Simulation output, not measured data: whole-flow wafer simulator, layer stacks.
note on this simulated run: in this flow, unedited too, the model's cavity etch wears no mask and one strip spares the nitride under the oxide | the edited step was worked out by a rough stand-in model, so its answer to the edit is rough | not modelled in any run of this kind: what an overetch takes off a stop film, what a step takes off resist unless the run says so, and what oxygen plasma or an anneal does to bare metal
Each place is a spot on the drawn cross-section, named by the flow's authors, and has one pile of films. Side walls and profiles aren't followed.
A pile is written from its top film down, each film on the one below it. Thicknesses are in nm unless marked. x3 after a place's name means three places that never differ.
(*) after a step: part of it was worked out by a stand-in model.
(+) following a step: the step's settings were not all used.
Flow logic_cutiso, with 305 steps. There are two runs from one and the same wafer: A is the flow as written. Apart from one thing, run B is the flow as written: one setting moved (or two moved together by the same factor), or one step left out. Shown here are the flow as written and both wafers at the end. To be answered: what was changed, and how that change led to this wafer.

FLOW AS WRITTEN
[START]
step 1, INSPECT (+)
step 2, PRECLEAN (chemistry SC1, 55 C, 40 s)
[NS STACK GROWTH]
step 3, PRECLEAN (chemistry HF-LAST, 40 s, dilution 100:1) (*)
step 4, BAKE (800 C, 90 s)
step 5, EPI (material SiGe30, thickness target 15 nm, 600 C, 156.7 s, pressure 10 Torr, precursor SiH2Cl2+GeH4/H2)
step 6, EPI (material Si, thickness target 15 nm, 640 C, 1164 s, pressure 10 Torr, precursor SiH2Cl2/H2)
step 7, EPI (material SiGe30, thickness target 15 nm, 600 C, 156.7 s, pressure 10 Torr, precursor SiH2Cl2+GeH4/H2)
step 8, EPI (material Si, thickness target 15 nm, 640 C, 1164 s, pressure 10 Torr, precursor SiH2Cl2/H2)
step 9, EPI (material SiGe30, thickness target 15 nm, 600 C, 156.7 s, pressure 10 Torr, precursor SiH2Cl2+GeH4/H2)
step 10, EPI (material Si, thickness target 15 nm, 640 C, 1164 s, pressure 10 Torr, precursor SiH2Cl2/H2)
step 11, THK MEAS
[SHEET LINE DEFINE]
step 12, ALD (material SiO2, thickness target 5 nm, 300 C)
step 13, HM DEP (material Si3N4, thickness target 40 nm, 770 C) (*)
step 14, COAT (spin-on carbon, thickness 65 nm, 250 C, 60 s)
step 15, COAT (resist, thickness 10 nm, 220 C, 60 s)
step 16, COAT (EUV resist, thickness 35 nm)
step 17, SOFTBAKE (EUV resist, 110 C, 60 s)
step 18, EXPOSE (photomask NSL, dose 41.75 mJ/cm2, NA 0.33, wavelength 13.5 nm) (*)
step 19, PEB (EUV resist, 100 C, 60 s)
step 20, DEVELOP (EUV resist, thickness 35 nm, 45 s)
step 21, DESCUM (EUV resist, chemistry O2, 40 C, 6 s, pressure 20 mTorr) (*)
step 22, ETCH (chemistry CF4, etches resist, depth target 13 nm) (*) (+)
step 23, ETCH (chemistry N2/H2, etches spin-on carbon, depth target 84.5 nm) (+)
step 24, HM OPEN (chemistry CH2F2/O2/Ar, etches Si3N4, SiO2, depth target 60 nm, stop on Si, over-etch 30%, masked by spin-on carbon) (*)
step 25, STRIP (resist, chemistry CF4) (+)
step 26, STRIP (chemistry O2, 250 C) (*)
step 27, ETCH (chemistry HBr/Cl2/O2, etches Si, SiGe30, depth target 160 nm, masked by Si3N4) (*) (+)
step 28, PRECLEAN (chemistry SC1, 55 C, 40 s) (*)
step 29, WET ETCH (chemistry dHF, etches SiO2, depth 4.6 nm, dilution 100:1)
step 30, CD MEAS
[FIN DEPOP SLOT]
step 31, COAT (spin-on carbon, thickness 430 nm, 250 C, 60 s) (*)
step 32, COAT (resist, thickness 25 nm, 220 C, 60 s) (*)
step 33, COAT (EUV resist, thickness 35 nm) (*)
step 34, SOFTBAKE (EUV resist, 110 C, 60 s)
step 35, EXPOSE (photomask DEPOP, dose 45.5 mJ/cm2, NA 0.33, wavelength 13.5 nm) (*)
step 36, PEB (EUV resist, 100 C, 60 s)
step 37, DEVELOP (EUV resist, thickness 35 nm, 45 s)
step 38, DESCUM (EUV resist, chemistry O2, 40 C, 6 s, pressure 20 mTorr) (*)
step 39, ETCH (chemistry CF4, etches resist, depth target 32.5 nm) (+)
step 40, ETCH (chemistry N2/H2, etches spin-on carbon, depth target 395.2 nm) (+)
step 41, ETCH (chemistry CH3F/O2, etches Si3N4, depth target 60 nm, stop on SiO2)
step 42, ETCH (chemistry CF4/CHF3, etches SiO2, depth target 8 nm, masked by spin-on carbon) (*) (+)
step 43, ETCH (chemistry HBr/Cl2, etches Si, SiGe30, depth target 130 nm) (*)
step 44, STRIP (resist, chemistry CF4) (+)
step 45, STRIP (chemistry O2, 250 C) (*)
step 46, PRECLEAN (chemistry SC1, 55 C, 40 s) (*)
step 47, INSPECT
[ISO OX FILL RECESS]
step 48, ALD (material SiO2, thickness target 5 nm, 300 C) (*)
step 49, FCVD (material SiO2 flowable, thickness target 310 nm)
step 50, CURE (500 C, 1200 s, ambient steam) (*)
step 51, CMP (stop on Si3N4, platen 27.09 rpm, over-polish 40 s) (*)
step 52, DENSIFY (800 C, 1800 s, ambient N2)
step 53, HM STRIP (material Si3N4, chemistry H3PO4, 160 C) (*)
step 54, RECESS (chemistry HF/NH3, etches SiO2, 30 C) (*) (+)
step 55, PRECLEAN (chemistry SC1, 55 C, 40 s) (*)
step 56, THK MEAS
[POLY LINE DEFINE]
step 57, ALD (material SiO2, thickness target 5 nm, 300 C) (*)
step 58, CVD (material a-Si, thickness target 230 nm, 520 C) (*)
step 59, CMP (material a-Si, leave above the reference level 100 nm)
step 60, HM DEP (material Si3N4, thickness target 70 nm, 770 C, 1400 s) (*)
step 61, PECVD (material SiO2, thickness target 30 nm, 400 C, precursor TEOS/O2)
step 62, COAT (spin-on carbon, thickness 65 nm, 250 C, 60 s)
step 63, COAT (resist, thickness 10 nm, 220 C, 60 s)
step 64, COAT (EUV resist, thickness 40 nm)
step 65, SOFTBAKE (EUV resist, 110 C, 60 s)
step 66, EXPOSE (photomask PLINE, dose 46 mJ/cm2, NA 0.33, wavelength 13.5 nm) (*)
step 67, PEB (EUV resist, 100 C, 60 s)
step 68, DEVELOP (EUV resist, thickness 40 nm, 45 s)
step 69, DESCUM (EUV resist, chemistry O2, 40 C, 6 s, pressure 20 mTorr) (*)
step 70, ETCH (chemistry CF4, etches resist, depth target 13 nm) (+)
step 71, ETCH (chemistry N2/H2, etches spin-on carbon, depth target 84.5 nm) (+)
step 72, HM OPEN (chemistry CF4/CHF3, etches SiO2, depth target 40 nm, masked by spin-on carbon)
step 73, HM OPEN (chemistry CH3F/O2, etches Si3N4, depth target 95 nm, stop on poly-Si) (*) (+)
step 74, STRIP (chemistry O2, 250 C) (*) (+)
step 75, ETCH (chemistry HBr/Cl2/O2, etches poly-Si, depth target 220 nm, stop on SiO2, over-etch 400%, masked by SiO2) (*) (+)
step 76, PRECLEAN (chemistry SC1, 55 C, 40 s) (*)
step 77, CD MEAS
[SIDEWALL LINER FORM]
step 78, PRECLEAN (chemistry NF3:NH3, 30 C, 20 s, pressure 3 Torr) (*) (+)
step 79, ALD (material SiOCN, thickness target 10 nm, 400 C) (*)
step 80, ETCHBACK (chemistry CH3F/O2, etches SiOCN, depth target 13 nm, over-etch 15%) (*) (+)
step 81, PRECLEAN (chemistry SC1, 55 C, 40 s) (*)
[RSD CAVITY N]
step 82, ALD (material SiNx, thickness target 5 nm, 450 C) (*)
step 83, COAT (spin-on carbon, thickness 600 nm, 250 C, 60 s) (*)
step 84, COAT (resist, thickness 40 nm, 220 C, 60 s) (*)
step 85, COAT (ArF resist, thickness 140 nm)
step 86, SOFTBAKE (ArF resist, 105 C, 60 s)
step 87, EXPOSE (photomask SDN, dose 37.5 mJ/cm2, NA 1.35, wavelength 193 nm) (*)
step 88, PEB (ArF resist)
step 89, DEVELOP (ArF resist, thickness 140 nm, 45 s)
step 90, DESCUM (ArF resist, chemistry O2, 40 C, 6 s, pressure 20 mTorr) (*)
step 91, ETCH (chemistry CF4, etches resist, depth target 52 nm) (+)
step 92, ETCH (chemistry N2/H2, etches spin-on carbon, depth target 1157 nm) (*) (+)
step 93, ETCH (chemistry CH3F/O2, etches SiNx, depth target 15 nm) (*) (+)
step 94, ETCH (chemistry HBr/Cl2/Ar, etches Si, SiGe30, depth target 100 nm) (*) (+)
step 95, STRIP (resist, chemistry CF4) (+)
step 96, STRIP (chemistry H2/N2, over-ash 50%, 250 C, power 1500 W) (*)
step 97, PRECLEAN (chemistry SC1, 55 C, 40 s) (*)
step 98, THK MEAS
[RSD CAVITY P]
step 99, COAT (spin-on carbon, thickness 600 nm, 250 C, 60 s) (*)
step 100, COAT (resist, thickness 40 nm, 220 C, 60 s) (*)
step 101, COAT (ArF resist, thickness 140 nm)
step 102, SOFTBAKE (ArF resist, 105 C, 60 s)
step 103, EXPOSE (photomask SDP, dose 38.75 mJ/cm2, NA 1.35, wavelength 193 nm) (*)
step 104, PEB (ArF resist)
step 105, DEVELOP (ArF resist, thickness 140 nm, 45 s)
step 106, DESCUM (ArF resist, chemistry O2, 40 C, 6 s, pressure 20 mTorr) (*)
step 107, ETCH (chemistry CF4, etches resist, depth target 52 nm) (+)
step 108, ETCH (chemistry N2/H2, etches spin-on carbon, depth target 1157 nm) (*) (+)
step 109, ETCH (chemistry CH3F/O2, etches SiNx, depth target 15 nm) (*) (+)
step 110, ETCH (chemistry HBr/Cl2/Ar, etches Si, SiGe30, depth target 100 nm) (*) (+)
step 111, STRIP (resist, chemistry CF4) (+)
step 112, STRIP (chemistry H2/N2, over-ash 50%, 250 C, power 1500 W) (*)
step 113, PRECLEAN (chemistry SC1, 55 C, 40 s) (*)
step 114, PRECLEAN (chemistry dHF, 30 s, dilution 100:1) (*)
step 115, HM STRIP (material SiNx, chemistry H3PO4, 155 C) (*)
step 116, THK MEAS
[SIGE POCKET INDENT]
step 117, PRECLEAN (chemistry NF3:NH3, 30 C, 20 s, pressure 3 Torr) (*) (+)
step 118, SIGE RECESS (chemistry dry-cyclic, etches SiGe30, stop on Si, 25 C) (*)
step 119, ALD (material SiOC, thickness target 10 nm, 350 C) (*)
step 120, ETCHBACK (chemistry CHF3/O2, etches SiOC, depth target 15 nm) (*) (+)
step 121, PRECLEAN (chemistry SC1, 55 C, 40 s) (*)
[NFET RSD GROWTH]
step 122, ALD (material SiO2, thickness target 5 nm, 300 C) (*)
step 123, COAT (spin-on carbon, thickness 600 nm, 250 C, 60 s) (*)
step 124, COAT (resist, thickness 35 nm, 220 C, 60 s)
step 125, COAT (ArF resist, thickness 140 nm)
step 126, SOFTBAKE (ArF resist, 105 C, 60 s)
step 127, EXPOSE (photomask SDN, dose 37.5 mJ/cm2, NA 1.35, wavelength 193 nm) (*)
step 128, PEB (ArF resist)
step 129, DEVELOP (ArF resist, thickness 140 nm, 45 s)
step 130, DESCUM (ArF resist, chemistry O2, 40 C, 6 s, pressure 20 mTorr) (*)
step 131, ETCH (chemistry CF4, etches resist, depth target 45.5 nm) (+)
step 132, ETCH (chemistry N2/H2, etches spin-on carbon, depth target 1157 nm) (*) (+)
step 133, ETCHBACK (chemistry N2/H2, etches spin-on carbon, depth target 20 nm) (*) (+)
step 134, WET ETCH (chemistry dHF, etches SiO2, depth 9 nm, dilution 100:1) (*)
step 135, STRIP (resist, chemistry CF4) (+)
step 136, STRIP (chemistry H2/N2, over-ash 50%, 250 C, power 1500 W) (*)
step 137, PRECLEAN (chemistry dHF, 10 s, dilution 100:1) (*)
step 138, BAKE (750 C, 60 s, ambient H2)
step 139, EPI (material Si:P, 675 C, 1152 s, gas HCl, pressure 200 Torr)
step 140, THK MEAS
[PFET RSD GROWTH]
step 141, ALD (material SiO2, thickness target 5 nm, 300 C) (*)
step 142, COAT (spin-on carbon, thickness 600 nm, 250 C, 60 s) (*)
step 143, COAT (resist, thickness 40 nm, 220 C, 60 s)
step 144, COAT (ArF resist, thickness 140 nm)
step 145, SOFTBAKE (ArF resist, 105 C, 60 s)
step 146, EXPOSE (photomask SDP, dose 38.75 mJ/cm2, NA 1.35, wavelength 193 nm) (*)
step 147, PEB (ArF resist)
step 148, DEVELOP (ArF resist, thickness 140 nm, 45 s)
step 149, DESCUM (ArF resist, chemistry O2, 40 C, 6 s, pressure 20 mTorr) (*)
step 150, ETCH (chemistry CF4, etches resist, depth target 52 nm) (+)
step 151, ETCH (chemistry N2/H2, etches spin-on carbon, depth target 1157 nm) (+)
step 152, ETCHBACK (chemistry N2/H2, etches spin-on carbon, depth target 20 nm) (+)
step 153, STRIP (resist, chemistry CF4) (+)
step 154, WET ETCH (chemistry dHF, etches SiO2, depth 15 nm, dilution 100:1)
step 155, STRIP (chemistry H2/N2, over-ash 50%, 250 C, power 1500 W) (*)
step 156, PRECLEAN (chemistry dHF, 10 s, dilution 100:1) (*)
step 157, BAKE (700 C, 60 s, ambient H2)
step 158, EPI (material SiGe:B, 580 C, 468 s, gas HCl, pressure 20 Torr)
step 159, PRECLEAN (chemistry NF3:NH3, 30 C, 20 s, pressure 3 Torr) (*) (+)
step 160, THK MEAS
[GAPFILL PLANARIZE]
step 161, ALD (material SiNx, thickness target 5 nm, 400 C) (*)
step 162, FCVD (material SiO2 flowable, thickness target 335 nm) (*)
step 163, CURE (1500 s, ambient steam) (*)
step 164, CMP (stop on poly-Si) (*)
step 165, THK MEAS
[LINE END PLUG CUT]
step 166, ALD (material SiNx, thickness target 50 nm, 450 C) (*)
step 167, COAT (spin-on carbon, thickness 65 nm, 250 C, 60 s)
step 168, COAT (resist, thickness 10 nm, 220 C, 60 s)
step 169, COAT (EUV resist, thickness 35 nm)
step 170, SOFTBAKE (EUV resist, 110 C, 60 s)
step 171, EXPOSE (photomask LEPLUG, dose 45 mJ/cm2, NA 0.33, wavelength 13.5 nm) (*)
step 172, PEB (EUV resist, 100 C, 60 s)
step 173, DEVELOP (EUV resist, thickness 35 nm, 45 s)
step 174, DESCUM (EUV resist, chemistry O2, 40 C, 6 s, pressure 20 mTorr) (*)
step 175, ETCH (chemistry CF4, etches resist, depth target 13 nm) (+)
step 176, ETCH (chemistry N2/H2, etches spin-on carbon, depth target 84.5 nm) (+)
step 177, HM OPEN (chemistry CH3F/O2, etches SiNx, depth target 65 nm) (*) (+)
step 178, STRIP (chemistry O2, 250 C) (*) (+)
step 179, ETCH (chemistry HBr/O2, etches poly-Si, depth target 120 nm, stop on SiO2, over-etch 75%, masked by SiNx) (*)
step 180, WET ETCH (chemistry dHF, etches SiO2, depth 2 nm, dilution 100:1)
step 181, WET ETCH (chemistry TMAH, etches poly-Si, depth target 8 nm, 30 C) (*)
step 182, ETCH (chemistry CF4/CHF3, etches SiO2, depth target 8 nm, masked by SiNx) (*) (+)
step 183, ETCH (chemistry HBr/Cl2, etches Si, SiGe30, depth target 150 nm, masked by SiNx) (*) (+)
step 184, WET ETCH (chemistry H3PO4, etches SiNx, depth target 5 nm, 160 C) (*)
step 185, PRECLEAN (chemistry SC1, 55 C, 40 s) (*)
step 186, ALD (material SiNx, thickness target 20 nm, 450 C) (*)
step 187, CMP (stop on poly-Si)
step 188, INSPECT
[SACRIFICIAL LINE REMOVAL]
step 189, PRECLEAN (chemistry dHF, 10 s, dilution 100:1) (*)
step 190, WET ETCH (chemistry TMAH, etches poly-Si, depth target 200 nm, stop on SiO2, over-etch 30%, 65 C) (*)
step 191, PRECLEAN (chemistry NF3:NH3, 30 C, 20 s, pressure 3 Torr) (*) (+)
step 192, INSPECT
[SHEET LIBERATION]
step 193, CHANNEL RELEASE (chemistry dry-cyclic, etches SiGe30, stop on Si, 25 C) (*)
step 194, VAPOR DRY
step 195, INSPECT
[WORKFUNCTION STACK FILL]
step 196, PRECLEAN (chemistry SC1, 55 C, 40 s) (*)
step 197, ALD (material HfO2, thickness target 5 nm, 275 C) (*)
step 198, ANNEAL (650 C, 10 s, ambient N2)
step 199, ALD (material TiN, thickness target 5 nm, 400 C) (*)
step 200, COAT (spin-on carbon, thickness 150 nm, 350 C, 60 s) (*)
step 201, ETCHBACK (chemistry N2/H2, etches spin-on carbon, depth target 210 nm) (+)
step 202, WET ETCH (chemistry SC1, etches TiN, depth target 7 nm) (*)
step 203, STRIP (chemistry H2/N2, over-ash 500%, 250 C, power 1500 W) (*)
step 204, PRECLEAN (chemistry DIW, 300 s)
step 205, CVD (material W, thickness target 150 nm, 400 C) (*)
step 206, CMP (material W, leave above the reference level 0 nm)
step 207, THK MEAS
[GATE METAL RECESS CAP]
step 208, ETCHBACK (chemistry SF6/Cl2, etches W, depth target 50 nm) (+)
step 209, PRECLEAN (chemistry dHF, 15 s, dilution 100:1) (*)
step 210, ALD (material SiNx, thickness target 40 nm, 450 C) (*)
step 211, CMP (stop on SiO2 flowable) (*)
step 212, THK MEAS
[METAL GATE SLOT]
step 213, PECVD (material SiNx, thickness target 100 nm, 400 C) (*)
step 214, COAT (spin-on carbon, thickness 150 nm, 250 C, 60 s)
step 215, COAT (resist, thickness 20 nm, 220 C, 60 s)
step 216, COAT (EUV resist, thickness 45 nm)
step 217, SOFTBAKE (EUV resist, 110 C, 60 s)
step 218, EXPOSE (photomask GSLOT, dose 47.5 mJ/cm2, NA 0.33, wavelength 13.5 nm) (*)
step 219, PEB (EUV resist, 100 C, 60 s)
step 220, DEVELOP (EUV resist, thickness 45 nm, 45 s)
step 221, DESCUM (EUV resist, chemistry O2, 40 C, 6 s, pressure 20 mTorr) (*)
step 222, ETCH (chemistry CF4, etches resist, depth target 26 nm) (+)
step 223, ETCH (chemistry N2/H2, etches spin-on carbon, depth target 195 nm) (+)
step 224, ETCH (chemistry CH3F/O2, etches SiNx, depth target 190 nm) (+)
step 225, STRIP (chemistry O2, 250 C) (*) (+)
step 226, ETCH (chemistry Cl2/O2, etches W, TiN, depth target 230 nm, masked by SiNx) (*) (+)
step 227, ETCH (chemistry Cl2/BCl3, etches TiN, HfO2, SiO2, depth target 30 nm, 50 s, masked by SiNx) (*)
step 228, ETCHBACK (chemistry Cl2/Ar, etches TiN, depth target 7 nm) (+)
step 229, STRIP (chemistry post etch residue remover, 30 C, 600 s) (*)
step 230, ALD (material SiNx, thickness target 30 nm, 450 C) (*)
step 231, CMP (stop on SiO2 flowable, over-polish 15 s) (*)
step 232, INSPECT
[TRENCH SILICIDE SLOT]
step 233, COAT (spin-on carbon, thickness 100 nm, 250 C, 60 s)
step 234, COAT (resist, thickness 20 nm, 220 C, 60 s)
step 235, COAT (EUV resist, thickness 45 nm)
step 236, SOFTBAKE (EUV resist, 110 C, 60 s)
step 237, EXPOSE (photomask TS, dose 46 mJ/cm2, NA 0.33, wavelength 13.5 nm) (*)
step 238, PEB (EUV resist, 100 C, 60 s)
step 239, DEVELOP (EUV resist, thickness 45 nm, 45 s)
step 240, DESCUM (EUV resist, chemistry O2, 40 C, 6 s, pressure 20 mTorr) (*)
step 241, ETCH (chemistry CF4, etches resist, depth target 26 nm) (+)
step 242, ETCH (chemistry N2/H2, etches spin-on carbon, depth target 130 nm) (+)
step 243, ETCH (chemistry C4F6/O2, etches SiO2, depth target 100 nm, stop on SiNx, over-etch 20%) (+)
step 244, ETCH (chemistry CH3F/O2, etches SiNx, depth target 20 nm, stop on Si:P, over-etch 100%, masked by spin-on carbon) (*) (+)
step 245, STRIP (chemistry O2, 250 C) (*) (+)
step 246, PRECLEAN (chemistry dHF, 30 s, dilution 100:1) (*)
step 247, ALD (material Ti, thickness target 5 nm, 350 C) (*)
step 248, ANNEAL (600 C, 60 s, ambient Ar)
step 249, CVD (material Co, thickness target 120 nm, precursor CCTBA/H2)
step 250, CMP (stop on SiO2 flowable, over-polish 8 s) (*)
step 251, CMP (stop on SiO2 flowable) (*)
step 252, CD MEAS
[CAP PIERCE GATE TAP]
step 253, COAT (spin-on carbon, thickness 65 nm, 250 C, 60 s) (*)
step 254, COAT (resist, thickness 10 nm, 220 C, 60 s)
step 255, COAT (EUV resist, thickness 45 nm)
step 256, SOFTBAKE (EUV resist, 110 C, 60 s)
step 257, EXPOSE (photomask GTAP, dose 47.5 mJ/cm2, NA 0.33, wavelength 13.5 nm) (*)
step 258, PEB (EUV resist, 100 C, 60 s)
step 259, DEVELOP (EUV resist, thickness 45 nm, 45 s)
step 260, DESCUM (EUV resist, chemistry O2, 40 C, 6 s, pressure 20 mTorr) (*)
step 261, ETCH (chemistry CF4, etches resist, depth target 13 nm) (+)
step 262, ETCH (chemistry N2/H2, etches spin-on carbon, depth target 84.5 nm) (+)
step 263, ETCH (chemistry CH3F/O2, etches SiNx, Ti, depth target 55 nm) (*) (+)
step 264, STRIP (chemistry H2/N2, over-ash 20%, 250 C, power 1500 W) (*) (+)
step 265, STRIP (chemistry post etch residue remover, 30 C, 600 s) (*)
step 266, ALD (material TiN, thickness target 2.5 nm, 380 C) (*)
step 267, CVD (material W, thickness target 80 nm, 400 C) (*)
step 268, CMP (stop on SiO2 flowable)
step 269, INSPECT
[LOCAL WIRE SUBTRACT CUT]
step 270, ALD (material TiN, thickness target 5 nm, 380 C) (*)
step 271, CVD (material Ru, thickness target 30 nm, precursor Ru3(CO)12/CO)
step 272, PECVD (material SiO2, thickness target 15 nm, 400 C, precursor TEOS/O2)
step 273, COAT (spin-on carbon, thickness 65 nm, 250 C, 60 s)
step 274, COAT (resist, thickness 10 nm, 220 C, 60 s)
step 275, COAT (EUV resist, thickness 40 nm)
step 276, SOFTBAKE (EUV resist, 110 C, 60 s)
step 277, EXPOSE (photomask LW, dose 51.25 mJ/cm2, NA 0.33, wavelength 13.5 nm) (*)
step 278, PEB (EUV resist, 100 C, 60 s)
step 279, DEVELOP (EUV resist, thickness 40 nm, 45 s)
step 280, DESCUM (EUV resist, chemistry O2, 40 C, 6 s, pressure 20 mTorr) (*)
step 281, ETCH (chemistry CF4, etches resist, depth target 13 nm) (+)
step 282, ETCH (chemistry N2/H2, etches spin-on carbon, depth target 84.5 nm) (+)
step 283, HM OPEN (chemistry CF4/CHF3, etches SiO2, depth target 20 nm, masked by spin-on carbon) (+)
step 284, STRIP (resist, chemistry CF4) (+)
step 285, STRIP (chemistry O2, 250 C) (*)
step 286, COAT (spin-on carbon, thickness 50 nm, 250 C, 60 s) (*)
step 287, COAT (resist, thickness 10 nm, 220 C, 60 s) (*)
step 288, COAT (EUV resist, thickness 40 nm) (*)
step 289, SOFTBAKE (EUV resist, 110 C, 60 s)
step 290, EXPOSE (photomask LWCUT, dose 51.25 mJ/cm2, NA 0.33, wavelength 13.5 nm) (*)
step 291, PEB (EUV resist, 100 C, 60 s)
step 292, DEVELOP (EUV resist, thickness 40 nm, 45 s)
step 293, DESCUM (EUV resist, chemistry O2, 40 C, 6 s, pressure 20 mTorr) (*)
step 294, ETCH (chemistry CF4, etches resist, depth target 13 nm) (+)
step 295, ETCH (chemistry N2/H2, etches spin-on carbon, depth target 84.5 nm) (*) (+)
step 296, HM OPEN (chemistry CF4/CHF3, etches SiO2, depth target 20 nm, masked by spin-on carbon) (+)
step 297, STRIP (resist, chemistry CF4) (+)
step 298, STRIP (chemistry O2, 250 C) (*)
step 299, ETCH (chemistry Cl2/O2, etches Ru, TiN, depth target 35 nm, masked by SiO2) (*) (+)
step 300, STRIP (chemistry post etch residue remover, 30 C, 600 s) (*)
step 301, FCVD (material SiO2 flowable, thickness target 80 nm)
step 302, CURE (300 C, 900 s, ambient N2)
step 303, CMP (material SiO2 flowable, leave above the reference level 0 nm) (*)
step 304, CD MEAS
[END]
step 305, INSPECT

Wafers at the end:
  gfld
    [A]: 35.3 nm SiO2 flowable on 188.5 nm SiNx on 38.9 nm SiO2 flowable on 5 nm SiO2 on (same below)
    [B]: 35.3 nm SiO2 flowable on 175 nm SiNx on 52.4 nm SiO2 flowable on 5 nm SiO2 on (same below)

What caused this: step 227, ETCH: depth target 16.5 nm was run, while the flow as written has depth target 30 nm.

The path from the change to this, step by step:
  step 227, ETCH (chemistry Cl2/BCl3, etches TiN, HfO2, SiO2, depth target 30 nm, 50 s, masked by SiNx) (*)
      gfld: A HfO2 loses 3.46 (all of it), SiO2 flowable loses 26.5 | B HfO2 loses 3.46 (all of it), SiO2 flowable loses 13
  step 230, ALD (material SiNx, thickness target 30 nm, 450 C) (*)
      gfld: A SiNx gains 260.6 (new film) | B SiNx gains 247.1 (new film)
